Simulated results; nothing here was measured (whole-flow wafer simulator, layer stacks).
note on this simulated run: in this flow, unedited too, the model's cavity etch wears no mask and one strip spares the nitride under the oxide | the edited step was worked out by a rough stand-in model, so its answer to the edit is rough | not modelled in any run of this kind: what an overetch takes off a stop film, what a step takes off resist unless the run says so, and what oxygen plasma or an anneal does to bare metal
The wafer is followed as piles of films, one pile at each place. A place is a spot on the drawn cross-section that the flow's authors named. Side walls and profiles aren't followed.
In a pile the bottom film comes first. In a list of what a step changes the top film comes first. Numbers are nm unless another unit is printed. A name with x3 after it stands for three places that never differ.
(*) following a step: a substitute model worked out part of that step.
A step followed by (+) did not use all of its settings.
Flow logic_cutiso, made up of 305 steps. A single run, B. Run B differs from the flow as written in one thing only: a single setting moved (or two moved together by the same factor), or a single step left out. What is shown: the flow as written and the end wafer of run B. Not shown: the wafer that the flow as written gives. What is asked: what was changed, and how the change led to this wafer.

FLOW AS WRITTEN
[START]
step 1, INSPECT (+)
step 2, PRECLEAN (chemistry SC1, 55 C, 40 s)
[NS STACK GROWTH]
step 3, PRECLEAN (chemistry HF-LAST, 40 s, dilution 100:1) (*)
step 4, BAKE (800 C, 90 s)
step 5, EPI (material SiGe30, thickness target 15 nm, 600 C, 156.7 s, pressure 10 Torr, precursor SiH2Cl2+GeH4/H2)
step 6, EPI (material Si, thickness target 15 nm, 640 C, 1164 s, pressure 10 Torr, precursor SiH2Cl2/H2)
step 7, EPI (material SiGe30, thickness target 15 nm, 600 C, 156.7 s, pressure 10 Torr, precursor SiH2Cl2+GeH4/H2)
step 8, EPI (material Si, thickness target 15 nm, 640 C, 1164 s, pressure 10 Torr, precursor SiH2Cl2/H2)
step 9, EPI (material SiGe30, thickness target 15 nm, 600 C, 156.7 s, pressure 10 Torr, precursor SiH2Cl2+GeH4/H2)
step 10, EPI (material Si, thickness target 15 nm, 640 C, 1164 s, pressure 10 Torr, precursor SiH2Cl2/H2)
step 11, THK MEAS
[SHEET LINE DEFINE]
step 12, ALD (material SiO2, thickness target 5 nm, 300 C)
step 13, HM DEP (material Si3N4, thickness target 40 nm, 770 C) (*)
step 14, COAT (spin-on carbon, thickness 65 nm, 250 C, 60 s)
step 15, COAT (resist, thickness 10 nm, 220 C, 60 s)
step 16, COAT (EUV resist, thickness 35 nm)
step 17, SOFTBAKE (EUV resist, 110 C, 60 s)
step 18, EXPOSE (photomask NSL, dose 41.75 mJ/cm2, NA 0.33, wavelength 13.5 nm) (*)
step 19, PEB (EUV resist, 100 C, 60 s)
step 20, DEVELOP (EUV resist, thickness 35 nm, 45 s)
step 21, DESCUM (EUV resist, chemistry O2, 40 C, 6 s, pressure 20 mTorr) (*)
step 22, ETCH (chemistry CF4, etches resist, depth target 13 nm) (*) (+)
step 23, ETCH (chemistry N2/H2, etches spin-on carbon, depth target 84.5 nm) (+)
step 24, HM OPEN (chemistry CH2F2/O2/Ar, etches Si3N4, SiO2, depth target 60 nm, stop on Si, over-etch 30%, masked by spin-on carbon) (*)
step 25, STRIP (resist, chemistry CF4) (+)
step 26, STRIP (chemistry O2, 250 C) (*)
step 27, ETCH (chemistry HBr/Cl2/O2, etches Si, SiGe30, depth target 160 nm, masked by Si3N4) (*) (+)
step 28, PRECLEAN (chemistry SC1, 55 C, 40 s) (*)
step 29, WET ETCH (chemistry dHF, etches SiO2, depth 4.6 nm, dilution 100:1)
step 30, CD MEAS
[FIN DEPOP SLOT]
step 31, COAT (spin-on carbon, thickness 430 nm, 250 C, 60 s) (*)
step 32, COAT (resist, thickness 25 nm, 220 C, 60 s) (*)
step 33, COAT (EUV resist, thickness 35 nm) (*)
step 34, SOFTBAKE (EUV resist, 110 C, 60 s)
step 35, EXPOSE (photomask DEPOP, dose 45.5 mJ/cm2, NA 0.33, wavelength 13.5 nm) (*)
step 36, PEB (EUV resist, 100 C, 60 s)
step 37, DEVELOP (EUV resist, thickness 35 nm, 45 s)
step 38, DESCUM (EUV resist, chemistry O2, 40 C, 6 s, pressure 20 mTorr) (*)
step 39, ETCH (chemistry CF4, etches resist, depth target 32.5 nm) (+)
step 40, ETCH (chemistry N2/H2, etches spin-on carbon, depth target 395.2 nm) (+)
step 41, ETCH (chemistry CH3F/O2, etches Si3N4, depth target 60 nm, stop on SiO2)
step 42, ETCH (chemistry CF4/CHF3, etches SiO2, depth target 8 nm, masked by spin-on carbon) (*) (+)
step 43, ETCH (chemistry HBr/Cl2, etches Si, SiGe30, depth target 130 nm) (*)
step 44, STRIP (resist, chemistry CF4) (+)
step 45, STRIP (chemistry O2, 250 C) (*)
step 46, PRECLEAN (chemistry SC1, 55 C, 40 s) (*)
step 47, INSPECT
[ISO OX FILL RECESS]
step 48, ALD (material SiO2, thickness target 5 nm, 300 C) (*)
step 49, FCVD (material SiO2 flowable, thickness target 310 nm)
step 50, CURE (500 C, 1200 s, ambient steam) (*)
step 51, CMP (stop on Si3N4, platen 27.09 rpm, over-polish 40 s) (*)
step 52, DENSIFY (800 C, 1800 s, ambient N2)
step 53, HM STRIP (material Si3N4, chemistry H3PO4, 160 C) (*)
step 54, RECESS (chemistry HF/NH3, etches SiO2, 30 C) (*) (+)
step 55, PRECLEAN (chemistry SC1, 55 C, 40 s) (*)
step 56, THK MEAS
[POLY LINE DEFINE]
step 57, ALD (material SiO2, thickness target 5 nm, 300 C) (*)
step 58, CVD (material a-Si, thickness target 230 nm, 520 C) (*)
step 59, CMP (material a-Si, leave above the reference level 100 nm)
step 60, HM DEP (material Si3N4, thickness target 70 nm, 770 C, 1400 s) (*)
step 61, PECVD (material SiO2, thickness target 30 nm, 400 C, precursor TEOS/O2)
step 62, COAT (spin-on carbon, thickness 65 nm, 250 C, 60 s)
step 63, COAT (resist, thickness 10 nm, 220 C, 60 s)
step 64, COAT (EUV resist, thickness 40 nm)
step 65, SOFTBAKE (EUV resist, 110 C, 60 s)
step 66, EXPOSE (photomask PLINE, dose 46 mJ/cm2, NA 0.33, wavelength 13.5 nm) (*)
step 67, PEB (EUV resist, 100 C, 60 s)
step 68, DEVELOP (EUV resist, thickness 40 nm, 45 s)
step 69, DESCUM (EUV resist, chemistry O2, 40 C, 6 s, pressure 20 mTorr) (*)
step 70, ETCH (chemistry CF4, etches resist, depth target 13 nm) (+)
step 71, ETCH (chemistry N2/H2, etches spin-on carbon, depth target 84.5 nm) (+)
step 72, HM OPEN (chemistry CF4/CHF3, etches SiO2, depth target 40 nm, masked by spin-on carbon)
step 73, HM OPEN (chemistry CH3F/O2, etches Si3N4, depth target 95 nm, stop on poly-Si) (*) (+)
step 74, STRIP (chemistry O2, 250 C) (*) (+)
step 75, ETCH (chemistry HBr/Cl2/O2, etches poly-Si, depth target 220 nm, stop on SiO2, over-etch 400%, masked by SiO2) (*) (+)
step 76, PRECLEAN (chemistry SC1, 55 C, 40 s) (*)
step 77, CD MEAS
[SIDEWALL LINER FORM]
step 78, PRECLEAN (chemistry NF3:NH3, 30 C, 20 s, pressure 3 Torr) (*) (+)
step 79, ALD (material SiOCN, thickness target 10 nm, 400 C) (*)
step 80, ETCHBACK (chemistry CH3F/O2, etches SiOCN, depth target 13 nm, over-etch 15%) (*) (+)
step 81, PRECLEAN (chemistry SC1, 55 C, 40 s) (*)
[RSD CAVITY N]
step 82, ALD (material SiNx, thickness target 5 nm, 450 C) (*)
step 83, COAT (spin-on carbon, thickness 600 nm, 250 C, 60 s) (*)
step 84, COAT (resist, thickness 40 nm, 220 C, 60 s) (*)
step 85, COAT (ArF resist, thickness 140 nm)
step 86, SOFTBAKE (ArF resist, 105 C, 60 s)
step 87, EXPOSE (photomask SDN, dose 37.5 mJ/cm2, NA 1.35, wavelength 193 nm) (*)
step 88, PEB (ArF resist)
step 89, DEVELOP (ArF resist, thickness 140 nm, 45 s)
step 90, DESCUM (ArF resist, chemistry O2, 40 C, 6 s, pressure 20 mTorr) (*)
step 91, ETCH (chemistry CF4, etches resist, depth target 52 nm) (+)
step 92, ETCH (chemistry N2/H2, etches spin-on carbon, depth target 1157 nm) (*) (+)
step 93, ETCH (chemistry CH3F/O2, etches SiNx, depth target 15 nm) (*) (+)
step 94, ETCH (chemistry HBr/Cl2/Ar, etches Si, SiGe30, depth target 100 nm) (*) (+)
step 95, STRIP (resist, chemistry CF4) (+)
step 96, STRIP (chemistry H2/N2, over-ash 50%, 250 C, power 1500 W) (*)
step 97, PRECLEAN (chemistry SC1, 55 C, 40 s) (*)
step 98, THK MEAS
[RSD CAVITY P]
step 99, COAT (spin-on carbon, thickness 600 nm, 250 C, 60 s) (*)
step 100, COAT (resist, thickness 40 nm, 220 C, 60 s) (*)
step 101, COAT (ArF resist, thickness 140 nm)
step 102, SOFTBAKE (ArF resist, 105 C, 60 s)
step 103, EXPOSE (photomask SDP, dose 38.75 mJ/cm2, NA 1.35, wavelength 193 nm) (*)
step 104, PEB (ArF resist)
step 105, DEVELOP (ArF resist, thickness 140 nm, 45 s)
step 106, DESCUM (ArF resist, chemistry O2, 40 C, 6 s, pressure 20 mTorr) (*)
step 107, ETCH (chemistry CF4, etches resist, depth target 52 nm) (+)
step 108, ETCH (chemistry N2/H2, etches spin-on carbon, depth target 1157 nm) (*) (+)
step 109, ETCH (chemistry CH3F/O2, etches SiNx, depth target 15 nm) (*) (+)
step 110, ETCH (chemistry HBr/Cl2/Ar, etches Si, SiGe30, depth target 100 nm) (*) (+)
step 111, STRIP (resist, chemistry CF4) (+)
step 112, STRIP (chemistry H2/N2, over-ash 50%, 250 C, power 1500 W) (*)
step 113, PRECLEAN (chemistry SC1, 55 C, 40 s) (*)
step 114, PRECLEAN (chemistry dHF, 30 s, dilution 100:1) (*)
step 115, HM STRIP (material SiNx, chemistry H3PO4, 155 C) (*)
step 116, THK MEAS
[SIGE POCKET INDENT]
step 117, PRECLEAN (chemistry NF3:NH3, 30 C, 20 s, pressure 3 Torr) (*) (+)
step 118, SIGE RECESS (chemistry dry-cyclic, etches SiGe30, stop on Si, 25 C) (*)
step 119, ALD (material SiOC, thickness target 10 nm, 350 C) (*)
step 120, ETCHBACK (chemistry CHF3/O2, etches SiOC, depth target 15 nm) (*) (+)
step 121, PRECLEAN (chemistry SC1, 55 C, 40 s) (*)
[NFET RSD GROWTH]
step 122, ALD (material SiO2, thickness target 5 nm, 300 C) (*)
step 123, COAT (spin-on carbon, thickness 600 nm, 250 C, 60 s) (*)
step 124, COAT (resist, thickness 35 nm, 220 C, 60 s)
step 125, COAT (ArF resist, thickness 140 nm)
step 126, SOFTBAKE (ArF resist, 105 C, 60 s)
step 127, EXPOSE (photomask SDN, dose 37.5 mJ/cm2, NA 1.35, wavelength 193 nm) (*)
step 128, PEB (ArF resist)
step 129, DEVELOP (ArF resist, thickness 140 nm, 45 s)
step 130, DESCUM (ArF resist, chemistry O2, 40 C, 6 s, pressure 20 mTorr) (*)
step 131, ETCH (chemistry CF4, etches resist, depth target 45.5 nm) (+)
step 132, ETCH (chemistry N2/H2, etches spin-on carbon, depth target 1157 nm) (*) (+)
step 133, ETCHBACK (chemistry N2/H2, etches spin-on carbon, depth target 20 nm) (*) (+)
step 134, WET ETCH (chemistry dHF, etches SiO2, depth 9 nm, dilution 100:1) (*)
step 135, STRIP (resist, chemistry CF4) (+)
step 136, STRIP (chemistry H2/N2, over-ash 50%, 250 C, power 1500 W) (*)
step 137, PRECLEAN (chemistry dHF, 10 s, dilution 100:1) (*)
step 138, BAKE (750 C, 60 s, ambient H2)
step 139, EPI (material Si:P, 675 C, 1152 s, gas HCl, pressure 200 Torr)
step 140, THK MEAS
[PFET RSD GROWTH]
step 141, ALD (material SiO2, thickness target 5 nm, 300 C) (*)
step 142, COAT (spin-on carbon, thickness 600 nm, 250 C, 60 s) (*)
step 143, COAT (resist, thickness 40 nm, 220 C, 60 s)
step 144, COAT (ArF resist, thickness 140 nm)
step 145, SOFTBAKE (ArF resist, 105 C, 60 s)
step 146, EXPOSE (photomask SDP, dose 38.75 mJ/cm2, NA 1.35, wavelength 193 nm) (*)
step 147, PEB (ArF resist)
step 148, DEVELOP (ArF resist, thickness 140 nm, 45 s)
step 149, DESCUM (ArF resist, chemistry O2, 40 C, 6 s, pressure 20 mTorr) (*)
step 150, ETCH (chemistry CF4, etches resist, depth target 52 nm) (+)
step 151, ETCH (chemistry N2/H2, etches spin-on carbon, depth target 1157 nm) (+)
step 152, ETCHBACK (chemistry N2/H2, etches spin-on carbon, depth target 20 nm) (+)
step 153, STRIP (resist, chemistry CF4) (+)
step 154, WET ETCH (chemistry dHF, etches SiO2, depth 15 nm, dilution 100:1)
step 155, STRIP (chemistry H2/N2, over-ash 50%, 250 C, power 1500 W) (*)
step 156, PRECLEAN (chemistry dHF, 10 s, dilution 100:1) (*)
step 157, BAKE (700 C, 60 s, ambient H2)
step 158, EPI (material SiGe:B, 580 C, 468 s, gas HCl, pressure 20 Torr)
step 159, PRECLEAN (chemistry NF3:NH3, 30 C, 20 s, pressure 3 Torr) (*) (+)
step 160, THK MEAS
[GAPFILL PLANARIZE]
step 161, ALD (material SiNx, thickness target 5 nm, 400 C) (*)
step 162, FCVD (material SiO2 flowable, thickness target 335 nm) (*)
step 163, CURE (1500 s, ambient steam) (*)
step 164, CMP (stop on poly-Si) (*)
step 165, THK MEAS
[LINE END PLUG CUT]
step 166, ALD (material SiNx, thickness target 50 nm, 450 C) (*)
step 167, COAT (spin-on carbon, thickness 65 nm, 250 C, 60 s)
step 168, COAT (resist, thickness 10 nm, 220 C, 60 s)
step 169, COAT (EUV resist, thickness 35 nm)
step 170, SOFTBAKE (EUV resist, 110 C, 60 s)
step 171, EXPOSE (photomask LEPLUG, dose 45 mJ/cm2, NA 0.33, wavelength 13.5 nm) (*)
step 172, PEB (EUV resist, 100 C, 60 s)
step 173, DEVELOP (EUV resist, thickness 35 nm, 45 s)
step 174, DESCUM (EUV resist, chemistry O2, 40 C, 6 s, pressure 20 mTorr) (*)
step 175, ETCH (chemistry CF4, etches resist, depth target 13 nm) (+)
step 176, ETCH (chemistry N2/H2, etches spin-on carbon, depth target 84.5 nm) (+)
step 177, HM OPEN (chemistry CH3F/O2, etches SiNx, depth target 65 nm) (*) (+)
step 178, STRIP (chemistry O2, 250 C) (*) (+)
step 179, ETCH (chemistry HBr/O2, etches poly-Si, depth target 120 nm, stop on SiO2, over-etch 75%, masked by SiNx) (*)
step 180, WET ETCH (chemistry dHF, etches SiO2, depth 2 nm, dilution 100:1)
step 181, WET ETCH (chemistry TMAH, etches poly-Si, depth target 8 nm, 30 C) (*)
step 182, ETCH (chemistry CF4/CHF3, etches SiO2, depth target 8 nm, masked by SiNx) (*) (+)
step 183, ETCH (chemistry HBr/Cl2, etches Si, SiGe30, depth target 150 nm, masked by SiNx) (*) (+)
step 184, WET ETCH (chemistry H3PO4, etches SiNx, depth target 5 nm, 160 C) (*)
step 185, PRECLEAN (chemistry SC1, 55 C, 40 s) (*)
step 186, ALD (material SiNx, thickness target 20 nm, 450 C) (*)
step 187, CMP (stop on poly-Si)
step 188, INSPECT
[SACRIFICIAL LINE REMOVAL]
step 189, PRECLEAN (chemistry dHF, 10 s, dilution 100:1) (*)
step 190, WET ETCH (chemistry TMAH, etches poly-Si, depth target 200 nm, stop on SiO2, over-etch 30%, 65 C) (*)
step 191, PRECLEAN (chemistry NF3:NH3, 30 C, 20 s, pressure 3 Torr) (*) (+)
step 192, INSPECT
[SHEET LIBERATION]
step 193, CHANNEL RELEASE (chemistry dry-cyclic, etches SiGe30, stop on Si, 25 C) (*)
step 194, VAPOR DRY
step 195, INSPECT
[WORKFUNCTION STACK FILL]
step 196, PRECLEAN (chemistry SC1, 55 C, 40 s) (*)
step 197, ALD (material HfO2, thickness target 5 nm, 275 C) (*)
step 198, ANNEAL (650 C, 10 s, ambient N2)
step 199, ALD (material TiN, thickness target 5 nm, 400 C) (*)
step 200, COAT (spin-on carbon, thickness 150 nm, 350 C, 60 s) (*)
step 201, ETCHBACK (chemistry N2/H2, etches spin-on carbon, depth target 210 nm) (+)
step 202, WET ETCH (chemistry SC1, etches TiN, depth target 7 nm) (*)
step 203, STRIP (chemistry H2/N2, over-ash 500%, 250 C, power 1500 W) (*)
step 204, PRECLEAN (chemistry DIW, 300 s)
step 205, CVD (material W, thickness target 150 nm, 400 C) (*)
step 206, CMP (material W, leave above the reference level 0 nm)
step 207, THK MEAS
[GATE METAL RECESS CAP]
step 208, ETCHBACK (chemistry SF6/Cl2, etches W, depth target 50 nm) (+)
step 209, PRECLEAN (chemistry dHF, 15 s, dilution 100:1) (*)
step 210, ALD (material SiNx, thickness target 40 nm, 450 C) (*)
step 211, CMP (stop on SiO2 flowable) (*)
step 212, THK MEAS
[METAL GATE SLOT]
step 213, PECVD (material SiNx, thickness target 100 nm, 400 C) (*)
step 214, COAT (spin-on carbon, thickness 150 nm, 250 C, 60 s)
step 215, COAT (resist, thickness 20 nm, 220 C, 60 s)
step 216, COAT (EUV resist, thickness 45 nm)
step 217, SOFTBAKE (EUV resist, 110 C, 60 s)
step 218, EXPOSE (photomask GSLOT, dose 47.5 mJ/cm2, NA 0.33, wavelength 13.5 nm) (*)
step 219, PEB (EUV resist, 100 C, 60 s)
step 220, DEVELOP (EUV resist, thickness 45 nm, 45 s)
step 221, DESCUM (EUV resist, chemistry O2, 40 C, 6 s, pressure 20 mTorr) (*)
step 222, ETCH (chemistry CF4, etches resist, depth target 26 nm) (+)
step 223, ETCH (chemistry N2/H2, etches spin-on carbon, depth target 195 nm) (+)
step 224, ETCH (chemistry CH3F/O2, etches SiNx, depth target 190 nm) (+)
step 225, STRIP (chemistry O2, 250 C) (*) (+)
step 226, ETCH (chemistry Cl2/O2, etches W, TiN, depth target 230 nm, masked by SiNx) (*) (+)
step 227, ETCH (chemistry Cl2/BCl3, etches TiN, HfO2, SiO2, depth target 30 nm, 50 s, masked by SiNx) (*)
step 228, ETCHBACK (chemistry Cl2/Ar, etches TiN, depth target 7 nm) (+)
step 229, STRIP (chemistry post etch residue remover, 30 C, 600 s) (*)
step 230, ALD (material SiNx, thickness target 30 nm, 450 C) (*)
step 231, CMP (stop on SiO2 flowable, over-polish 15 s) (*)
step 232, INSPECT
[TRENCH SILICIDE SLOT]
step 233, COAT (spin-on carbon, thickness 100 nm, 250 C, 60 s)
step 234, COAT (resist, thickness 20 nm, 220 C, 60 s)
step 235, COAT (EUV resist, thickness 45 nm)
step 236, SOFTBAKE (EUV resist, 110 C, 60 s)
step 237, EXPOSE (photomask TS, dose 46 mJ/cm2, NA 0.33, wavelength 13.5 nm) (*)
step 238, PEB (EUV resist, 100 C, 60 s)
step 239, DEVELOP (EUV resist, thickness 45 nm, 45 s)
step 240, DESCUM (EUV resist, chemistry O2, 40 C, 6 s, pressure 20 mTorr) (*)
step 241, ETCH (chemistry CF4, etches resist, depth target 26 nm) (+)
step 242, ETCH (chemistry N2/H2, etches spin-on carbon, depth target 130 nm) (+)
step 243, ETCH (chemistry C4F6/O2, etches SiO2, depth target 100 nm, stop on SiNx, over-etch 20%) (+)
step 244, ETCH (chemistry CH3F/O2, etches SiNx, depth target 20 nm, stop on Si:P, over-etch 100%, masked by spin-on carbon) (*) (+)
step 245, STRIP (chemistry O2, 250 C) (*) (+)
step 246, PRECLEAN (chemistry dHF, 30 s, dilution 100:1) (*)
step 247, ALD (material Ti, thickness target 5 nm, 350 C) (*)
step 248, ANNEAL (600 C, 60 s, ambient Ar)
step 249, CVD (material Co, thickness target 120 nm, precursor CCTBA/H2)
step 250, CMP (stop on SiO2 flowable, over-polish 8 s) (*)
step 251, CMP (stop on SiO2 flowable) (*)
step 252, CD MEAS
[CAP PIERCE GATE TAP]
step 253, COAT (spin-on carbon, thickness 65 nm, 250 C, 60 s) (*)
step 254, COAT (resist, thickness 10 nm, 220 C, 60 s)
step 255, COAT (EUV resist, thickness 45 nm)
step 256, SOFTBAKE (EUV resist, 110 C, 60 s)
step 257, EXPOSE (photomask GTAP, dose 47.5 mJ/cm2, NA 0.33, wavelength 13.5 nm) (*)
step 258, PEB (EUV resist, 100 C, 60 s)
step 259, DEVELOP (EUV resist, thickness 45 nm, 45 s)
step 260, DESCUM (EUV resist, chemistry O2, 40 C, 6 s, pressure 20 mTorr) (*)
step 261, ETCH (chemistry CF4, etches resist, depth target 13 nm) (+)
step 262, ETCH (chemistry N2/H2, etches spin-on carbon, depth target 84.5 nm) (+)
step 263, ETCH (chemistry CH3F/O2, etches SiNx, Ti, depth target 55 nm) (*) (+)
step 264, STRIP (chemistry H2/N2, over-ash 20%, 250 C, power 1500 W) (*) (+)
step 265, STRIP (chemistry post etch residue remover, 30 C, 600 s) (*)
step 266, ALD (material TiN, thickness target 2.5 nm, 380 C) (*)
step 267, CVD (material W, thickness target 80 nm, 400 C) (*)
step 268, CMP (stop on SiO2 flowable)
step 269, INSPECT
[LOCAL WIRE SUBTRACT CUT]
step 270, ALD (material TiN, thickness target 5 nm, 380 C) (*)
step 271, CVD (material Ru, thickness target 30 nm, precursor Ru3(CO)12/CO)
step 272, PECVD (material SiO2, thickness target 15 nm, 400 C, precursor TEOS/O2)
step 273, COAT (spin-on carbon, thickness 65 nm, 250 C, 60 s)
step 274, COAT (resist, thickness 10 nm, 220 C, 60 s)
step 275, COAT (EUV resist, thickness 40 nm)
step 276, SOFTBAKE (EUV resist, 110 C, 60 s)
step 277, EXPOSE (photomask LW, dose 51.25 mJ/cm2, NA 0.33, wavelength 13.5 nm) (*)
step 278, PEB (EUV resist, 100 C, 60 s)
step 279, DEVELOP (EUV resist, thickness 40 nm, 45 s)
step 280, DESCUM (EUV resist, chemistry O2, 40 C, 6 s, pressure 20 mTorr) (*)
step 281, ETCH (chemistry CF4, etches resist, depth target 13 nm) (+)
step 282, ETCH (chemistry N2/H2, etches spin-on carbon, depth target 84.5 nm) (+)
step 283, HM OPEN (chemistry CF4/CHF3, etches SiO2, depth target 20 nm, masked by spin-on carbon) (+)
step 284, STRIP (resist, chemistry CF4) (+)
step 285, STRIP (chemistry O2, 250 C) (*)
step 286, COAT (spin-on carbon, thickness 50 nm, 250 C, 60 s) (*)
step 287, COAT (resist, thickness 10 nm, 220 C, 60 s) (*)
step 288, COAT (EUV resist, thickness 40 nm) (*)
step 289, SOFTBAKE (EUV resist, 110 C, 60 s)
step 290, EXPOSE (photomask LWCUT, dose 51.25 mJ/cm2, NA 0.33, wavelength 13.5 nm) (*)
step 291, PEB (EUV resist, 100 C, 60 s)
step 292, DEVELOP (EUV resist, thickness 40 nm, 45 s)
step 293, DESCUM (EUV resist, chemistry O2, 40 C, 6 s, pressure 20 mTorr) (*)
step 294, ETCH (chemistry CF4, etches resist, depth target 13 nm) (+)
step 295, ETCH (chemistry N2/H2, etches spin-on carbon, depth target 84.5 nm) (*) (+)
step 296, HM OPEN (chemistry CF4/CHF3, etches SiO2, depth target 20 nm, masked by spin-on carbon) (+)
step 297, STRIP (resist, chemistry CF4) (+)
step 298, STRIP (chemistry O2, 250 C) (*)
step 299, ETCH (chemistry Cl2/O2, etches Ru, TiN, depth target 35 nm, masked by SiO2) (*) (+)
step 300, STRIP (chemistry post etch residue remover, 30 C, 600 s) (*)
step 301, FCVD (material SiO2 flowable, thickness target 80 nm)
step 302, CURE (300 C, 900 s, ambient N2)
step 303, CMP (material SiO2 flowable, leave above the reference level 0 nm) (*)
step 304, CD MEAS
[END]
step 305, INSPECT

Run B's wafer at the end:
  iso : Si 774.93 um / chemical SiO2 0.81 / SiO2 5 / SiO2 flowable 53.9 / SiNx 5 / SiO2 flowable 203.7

The reason: step 119, ALD: thickness target 12 nm was run, whereas the flow has thickness target 10 nm.

The path from the change to this, step by step:
  step 119, ALD (material SiOC, thickness target 10 nm, 350 C) (*)
      depop, dpovl, gfld and 14 more: SiOC gains 12 (new film) (it would be, as written: SiOC gains 10 (new film))
      lnr, lnrp, lnrt: SiOC gains 12 (new film), SiOC gains 16 (new film), cavity loses 16 (all of it), SiOC gains 16 (new film), cavity loses 16 (all of it), SiOC gains 16 (new film), cavity loses 16 (all of it) (it would be, as written: SiOC gains 10 (new film), SiOC gains 16 (new film), cavity loses 16 (all of it), SiOC gains 16 (new film), cavity loses 16 (all of it), SiOC gains 16 (new film), cavity loses 16 (all of it))
      (as well as at 2 more places)
  step 120, ETCHBACK (chemistry CHF3/O2, etches SiOC, depth target 15 nm) (*) (+)
      gl, tap: SiOC loses 12 (all of it), SiO2 loses 3 (it would be, as written: SiOC loses 10 (all of it), SiO2 loses 4.21 (all of it), Si3N4 loses 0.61)
      glp: SiOC loses 12 (all of it), SiO2 loses 3 (it would be, as written: SiOC loses 10 (all of it), SiO2 loses 4.25 (all of it), Si3N4 loses 0.58)
      (as well as at 19 more places)
  step 122, ALD (material SiO2, thickness target 5 nm, 300 C) (*)
      gl, glp, tap: SiO2 gains 5 (it would be, as written: SiO2 gains 5 (new film))
      gxn: SiO2 gains 5 (it would be, as written: SiO2 gains 6.76 (new film))
      (as well as at 1 more place)
  step 132, ETCH (chemistry N2/H2, etches spin-on carbon, depth target 1157 nm) (*) (+)
      gl, tap: spin-on carbon loses 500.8 (all of it), SiO2 loses 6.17 (all of it) (it would be, as written: spin-on carbon loses 501.7 (all of it), SiO2 loses 5 (all of it), Si3N4 loses 0.5)
  step 133, ETCHBACK (chemistry N2/H2, etches spin-on carbon, depth target 20 nm) (*) (+)
      gxn: SiO2 loses 1.35 (all of it) (it would be, as written: SiO2 loses 0.7 (all of it), Si3N4 loses 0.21)
  step 141, ALD (material SiO2, thickness target 5 nm, 300 C) (*)
      gxn: SiO2 gains 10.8 (new film) (it would be, as written: SiO2 gains 10.1 (new film))
  step 153, STRIP (resist, chemistry CF4) (+)
      glp: SiO2 loses 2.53 (all of it) (it would be, as written: SiO2 loses 1.36 (all of it))
      gxp: SiO2 loses 3.73 (all of it) (it would be, as written: SiO2 loses 3.06 (all of it))
  step 161, ALD (material SiNx, thickness target 5 nm, 400 C) (*)
      gxp: SiNx gains 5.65 (new film) (it would be, as written: SiNx gains 5 (new film))
  step 164, CMP (stop on poly-Si) (*)
      depop, dpovl, isow, ns, nsgap: SiO2 flowable loses 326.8 (all of it), SiNx loses 5 (all of it), SiO2 loses 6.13 (all of it), Si3N4 loses 70 (all of it) (it would be, as written: SiO2 flowable loses 326.8 (all of it), SiNx loses 5 (all of it), SiO2 loses 4.13 (all of it), Si3N4 loses 70 (all of it))
      gfld, gxf, plug: SiO2 flowable loses 251 (all of it), SiNx loses 5 (all of it), SiO2 loses 6.13 (all of it), Si3N4 loses 70 (all of it) (it would be, as written: SiO2 flowable loses 251.9 (all of it), SiNx loses 5 (all of it), SiO2 loses 4.13 (all of it), Si3N4 loses 70 (all of it))
      (as well as at 3 more places)
